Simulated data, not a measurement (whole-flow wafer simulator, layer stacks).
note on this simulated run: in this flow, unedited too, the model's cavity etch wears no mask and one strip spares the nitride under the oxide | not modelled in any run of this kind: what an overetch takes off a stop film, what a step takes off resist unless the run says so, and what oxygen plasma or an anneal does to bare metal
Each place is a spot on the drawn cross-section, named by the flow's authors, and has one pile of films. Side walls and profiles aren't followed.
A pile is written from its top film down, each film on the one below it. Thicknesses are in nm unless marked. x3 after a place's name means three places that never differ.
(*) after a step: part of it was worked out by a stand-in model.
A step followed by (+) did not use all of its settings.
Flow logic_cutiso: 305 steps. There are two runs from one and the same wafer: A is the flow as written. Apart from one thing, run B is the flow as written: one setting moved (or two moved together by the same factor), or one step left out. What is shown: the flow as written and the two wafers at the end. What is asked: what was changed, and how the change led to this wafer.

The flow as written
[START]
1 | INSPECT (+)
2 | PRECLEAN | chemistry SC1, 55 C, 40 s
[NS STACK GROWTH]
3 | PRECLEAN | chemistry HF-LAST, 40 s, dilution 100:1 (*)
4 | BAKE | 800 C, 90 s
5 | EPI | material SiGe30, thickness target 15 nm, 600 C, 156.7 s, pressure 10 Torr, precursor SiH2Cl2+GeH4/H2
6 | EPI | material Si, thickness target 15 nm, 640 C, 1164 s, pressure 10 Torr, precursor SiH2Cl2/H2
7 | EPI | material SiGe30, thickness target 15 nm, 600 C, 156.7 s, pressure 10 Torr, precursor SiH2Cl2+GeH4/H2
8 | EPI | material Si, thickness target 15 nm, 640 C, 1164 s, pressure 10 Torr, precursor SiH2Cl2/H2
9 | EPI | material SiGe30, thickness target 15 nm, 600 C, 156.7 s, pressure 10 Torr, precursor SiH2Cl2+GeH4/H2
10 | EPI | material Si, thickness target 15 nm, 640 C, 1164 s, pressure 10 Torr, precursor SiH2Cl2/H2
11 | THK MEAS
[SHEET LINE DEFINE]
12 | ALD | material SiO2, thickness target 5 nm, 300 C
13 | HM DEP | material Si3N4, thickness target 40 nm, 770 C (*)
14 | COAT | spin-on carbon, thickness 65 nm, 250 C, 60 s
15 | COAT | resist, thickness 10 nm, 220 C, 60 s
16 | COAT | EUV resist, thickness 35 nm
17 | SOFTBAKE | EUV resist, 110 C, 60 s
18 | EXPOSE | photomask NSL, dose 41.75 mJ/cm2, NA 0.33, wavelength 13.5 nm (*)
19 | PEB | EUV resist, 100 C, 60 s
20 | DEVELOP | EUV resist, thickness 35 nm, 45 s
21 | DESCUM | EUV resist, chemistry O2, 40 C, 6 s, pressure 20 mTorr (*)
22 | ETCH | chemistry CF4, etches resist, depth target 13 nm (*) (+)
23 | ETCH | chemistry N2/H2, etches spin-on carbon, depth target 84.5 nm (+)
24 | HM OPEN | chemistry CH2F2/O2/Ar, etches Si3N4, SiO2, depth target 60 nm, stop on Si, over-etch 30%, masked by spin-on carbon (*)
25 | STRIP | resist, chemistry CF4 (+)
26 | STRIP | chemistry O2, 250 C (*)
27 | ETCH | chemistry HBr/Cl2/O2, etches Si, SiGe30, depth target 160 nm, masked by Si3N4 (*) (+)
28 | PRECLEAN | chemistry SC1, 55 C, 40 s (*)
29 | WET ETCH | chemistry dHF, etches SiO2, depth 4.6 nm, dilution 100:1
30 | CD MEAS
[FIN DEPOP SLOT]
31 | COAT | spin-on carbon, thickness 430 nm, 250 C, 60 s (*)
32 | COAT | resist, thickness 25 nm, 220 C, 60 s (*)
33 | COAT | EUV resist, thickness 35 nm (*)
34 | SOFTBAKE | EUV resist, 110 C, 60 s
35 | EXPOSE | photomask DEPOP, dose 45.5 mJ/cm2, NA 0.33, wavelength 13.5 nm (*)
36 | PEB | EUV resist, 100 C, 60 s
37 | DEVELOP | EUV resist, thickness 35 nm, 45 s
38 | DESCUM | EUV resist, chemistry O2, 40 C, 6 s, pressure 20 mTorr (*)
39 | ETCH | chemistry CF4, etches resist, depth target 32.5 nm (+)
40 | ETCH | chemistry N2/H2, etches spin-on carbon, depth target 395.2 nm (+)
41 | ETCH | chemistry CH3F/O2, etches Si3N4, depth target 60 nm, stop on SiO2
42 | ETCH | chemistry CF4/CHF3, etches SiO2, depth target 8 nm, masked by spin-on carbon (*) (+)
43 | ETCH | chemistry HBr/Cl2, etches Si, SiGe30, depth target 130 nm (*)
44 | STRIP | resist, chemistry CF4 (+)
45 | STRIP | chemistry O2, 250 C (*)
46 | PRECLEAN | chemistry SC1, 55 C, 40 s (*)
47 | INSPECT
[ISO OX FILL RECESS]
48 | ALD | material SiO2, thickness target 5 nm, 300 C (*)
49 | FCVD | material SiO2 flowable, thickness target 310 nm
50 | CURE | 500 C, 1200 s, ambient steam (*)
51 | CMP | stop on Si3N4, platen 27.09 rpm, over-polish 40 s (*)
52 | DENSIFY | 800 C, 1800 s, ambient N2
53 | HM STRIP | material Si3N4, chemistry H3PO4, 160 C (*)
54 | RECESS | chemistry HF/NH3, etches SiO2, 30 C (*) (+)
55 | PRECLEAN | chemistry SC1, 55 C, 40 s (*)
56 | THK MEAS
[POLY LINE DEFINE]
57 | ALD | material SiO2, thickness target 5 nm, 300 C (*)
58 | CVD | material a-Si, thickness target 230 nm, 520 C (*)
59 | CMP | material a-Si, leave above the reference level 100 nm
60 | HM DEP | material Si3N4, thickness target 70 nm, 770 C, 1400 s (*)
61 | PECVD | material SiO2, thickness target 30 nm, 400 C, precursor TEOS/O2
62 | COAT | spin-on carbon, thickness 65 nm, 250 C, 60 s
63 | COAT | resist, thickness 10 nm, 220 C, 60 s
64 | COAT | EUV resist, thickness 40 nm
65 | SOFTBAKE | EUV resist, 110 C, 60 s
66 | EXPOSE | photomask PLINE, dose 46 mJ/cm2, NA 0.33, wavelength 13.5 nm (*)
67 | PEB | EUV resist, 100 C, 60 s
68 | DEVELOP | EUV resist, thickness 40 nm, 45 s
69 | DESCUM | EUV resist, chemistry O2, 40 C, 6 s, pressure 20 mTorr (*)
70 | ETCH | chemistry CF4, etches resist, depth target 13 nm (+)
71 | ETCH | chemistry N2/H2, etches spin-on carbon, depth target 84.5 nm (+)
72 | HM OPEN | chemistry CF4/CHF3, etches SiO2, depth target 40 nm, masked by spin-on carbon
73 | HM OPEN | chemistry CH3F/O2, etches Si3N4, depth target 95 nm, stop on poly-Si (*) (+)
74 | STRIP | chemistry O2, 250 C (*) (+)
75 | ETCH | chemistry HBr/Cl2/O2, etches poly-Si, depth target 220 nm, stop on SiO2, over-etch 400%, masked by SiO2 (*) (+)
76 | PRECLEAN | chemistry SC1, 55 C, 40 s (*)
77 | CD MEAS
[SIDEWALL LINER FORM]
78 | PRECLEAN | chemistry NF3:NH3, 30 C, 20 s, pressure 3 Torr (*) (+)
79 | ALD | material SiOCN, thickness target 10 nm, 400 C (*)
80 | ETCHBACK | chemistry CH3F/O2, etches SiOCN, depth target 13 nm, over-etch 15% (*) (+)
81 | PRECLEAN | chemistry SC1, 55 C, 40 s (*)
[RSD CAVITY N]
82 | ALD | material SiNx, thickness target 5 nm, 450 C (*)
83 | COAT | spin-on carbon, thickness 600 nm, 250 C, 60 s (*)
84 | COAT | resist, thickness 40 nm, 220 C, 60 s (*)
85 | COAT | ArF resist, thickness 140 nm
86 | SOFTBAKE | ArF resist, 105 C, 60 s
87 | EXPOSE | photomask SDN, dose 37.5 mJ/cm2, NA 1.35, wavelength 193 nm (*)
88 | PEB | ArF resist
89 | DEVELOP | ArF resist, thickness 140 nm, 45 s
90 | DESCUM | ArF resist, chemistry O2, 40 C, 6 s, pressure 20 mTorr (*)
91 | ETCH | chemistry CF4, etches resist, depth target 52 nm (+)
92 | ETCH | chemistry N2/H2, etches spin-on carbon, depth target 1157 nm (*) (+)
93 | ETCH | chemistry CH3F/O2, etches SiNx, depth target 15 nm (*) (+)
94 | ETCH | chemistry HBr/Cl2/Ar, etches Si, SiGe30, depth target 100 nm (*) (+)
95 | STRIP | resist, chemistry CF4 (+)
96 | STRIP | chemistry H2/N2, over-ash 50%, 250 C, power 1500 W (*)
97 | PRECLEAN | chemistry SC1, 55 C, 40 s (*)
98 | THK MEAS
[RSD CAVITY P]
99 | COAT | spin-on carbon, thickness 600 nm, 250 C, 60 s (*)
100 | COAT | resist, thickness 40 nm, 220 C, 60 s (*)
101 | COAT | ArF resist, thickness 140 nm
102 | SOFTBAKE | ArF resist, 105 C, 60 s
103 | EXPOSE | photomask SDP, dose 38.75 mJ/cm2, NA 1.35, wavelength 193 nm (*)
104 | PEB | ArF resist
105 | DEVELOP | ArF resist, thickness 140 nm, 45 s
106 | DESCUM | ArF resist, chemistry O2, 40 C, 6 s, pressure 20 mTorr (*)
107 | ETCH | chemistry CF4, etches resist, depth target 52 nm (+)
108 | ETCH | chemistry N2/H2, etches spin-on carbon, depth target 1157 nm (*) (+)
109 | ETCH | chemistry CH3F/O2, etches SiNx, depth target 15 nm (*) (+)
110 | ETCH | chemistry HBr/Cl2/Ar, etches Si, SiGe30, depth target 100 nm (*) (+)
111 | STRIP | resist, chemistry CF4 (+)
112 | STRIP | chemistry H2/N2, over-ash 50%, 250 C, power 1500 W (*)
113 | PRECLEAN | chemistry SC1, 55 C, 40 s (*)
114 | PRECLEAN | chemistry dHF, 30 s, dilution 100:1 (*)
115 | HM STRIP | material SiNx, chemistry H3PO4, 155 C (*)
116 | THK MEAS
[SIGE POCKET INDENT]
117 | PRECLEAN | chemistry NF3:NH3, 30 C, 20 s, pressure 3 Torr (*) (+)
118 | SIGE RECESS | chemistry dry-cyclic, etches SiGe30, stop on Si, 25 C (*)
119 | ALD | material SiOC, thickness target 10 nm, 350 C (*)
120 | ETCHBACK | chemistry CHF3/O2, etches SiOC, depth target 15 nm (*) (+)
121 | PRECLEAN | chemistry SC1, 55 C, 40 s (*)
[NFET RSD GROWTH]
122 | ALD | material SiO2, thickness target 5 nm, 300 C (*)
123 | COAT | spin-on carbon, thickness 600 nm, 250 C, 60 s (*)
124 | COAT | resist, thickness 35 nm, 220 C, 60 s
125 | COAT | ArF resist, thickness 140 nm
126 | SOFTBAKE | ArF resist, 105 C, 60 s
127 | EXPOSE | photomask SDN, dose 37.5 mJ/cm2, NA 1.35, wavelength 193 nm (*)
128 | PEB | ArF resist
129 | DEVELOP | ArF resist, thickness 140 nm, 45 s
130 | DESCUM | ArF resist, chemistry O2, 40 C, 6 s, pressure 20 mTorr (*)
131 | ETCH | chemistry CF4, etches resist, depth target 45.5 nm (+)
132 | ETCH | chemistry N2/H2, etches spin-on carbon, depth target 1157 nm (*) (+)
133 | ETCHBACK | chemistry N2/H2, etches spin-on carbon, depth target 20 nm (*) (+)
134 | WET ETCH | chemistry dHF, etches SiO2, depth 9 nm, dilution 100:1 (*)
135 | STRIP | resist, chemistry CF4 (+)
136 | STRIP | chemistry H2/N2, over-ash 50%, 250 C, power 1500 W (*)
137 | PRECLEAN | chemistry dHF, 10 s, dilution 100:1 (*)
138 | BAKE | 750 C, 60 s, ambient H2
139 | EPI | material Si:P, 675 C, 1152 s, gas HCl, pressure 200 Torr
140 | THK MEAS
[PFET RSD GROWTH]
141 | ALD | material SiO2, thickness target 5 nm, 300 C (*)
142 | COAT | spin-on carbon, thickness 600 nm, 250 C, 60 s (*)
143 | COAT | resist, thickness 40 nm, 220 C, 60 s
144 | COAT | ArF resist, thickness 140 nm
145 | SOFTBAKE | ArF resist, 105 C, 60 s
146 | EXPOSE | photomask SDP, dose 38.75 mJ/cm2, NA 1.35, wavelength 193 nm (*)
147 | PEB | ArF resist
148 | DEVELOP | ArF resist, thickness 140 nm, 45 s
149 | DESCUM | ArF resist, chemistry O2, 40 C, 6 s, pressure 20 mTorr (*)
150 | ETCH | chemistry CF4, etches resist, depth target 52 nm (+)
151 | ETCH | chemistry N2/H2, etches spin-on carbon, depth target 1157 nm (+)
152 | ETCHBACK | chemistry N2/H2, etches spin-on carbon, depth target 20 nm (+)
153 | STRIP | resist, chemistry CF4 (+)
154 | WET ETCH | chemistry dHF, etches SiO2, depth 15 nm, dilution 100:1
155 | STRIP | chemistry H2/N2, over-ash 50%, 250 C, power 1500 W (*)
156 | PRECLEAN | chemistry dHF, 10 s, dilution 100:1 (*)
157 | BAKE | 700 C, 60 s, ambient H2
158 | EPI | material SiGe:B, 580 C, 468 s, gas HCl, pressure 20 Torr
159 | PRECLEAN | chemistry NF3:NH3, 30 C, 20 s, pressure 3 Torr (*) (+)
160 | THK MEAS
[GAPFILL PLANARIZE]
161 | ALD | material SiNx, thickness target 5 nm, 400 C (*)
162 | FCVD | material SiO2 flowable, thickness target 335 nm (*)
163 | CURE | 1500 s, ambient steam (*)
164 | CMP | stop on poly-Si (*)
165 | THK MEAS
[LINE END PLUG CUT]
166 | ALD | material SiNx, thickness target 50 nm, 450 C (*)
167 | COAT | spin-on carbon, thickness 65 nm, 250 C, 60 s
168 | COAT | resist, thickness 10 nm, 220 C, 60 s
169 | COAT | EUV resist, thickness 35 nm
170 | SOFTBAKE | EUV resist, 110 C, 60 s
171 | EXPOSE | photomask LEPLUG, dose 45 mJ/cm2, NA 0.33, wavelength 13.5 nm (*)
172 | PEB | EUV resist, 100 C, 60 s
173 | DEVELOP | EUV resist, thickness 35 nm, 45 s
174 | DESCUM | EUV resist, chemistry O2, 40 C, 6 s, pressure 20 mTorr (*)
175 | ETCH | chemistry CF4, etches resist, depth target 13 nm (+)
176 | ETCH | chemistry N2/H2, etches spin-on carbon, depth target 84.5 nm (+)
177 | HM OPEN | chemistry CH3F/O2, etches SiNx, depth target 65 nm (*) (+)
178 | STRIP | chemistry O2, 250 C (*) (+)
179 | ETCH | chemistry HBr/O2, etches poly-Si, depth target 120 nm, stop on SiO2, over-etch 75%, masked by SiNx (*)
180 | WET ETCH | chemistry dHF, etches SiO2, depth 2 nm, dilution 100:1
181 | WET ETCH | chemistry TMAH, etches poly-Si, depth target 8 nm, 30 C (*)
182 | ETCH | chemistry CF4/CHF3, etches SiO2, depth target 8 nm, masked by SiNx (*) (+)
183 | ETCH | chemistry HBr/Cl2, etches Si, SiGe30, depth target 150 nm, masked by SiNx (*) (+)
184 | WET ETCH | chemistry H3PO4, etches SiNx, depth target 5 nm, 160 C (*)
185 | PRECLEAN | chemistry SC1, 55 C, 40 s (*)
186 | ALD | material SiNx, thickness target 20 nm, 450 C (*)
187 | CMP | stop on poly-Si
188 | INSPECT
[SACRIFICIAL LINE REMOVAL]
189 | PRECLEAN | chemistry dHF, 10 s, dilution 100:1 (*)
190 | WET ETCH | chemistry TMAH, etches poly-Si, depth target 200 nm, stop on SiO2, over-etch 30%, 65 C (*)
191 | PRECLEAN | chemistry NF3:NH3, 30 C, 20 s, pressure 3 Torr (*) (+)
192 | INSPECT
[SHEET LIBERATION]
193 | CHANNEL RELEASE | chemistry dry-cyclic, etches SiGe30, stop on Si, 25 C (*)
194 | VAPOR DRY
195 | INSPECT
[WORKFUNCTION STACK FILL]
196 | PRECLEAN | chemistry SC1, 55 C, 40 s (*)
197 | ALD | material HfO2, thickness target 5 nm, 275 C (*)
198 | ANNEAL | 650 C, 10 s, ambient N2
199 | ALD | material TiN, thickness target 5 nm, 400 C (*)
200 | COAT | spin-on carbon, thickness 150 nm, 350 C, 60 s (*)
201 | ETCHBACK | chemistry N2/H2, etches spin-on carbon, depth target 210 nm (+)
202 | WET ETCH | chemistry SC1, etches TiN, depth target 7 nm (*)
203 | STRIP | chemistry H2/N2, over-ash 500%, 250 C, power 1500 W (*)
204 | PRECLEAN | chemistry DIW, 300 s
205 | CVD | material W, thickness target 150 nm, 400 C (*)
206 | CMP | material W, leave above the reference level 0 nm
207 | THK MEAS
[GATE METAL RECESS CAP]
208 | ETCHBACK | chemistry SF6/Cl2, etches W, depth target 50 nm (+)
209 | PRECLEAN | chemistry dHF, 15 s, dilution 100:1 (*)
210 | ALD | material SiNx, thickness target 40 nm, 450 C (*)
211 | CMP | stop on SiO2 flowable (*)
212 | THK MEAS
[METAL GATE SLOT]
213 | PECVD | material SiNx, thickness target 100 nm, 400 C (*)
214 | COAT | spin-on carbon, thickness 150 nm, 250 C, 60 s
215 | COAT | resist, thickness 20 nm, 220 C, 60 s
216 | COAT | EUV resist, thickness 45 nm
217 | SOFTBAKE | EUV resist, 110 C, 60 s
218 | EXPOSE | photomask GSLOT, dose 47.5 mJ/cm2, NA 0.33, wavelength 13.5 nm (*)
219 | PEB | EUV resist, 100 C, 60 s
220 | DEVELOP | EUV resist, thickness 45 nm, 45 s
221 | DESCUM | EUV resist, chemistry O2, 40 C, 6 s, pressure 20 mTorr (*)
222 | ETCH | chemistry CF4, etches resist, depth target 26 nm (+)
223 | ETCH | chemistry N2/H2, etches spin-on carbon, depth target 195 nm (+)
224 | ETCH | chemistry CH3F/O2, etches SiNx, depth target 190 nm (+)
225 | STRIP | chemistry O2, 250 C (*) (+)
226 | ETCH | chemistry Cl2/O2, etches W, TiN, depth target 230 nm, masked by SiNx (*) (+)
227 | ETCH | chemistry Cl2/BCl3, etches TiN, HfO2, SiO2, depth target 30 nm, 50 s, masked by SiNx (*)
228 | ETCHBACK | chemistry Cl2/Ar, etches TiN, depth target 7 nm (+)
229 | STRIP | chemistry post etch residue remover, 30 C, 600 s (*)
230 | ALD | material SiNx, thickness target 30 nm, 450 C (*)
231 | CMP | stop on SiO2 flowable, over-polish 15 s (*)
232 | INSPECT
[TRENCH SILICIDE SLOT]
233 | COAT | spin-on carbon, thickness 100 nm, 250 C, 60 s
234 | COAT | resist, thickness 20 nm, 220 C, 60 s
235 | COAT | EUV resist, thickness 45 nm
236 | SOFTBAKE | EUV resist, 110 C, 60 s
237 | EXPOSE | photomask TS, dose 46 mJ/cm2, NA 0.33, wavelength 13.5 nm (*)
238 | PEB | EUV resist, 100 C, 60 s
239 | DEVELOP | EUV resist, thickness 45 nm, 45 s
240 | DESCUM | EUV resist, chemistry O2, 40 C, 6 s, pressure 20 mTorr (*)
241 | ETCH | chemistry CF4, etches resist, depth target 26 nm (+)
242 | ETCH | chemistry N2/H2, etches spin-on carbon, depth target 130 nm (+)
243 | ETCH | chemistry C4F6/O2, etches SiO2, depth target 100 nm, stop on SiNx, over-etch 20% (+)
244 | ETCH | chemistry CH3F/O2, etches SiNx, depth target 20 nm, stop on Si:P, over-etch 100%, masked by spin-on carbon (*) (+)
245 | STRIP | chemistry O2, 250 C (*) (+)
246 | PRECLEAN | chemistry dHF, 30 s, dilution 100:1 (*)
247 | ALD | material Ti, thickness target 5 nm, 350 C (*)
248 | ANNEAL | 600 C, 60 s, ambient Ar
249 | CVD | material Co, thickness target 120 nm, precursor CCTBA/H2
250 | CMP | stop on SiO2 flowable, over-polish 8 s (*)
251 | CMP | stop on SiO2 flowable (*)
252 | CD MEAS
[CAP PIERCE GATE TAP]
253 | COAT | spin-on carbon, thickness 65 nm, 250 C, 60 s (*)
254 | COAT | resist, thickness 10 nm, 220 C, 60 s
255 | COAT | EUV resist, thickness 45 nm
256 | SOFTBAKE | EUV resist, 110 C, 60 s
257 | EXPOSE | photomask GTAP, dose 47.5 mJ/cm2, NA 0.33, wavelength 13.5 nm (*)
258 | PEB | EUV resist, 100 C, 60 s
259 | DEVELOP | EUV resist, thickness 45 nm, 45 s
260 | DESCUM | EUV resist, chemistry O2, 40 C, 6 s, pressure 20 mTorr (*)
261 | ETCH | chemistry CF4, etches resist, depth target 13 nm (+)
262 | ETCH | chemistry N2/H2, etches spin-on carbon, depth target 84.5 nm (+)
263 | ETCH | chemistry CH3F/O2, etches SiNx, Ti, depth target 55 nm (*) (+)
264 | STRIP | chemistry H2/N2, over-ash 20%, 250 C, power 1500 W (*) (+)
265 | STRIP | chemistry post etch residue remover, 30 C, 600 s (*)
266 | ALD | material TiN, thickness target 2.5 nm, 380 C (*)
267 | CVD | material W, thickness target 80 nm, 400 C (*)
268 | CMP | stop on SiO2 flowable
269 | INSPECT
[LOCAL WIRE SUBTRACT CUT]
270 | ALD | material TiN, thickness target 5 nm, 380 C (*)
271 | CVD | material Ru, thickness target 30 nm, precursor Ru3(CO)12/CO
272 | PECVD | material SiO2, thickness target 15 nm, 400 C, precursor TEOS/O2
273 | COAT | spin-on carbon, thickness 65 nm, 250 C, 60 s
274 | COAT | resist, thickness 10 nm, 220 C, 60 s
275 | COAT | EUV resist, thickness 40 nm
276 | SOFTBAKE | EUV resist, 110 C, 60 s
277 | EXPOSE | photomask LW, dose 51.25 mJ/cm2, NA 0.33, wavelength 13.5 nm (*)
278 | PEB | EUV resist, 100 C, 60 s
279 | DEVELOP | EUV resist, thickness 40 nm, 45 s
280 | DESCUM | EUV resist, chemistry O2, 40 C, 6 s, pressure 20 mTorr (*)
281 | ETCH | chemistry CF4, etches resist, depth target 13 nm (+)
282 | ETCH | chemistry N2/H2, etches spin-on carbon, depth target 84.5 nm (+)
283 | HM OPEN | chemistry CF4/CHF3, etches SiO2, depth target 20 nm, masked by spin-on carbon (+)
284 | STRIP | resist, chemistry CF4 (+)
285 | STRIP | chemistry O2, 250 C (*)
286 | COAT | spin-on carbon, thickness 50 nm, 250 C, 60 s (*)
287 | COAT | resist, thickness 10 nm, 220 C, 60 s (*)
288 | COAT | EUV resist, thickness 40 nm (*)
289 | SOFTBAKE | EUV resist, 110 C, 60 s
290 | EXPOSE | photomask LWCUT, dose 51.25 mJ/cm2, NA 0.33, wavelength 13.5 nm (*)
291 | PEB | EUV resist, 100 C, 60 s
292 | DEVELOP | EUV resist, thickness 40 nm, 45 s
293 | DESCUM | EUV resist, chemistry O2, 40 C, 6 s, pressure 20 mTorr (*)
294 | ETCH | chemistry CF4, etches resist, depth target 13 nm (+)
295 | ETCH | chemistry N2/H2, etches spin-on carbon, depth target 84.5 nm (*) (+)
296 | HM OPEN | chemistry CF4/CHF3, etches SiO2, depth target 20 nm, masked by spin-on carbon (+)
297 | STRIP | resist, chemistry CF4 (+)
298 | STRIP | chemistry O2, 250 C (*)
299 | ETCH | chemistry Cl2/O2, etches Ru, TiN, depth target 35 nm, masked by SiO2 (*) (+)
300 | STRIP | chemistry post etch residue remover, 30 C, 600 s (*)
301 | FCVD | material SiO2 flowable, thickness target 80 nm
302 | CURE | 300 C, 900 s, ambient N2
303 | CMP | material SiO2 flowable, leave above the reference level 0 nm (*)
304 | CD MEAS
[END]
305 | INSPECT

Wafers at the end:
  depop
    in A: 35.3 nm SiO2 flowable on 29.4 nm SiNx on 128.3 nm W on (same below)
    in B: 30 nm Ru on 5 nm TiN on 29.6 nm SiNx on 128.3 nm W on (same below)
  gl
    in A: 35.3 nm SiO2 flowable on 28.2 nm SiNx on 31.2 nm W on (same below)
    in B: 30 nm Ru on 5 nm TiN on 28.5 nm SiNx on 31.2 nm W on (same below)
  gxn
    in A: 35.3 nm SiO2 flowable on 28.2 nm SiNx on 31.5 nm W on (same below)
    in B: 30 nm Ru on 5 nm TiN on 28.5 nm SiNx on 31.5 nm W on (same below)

Cause: step 283, HM OPEN: chemistry CF4/CHF3, etches SiO2, depth target 20 nm, masked by spin-on carbon (+), was omitted.

The path from the change to this, step by step:
  284 | STRIP | resist, chemistry CF4 (+)
      gfld, gl, gxf and 6 more: A -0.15 Ru | B -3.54 SiO2
      depop, dpovl, isow, ns, nsgap: A -0.15 Ru | B -3.58 SiO2
      (and at 8 other places as well)
  285 | STRIP | chemistry O2, 250 C (*)
      lnrt, rsdn, rsdp, rsdw, tap: A -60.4 spin-on carbon (all of it) | B -65 spin-on carbon (all of it)
  286 | COAT | spin-on carbon, thickness 50 nm, 250 C, 60 s (*)
      gxf, gxn, lnr, rsdx: A +54.9 spin-on carbon (new film) | B +51.6 spin-on carbon (new film)
      gfld, iso, lnri: A +54.9 spin-on carbon (new film) | B +51.5 spin-on carbon (new film)
      (and at 10 other places as well)
  295 | ETCH | chemistry N2/H2, etches spin-on carbon, depth target 84.5 nm (*) (+)
      depop, dpovl, gl and 10 more: A -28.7 EUV resist (all of it), -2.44 resist | B -28.7 EUV resist (all of it), -3.14 resist
      gfld, gxn, iso, lnri: A -28.7 EUV resist (all of it), -2.44 resist | B -28.7 EUV resist (all of it), -3.13 resist
      (and at 5 other places as well)
  296 | HM OPEN | chemistry CF4/CHF3, etches SiO2, depth target 20 nm, masked by spin-on carbon (+)
      depop, dpovl, glp, isow, ns, nsgap, plug: A -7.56 resist (all of it), -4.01 spin-on carbon | B -6.86 resist (all of it), -4.24 spin-on carbon
      gfld, gxf, gxn, iso, lnr, lnri, rsdx: A -7.88 resist (all of it), -3.91 spin-on carbon | B -6.97 resist (all of it), -4.2 spin-on carbon
      (and at 4 other places as well)
  298 | STRIP | chemistry O2, 250 C (*)
      gfld, gxf, gxn, iso, lnr, lnri: A -51 spin-on carbon (all of it) | B -47.3 spin-on carbon (all of it)
      gl, gxp: A -51.2 spin-on carbon (all of it) | B -47.4 spin-on carbon (all of it)
      (and at 8 other places as well)
  299 | ETCH | chemistry Cl2/O2, etches Ru, TiN, depth target 35 nm, masked by SiO2 (*) (+)
      depop, dpovl, gfld and 14 more: A -29.6 Ru (all of it), -5 TiN (all of it) | B -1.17 SiO2
  301 | FCVD | material SiO2 flowable, thickness target 80 nm
      iso, rsdx: A +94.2 SiO2 flowable | B +79 SiO2 flowable (new film)
      gfld, gl, gxf, gxn, gxp: A +94.4 SiO2 flowable (new film) | B +79 SiO2 flowable (new film)
      (and at 10 other places as well)
  303 | CMP | material SiO2 flowable, leave above the reference level 0 nm (*)
      gfld, gl, gxf and 6 more: A -59.2 SiO2 flowable | B -79 SiO2 flowable (all of it), -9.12 SiO2 (all of it)
      depop, dpovl, isow, ns, nsgap: A -44.7 SiO2 flowable | B -80 SiO2 flowable (all of it), -9.09 SiO2 (all of it)
      (and at 8 other places as well)
If metal films that touch count as one body, depop has 2 bodies (between them, from the top down: SiNx 29.6); the flow as written gives 1 body.
If metal films that touch count as one body, gl has 5 bodies (between them, from the top down: SiNx 28.5; HfO2 5 / chemical SiO2 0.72 / Si 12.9 / chemical SiO2 0.8 / HfO2 5; HfO2 5 / chemical SiO2 0.8 / Si 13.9 / chemical SiO2 0.8 / HfO2 5; HfO2 5 / chemical SiO2 0.8 / Si 13.9 / chemical SiO2 0.8 / HfO2 5); the flow as written gives 4 bodies (between them, from the top down: HfO2 5 / chemical SiO2 0.72 / Si 12.9 / chemical SiO2 0.8 / HfO2 5; HfO2 5 / chemical SiO2 0.8 / Si 13.9 / chemical SiO2 0.8 / HfO2 5; HfO2 5 / chemical SiO2 0.8 / Si 13.9 / chemical SiO2 0.8 / HfO2 5).
If metal films that touch count as one body, gxn has 5 bodies (between them, from the top down: SiNx 28.5; HfO2 5 / chemical SiO2 0.72 / Si 12.9 / chemical SiO2 0.8 / HfO2 5; HfO2 5 / chemical SiO2 0.8 / Si 13.9 / chemical SiO2 0.8 / HfO2 5; HfO2 5 / chemical SiO2 0.8 / Si 13.9 / chemical SiO2 0.8 / HfO2 5); the flow as written gives 4 bodies (between them, from the top down: HfO2 5 / chemical SiO2 0.72 / Si 12.9 / chemical SiO2 0.8 / HfO2 5; HfO2 5 / chemical SiO2 0.8 / Si 13.9 / chemical SiO2 0.8 / HfO2 5; HfO2 5 / chemical SiO2 0.8 / Si 13.9 / chemical SiO2 0.8 / HfO2 5).
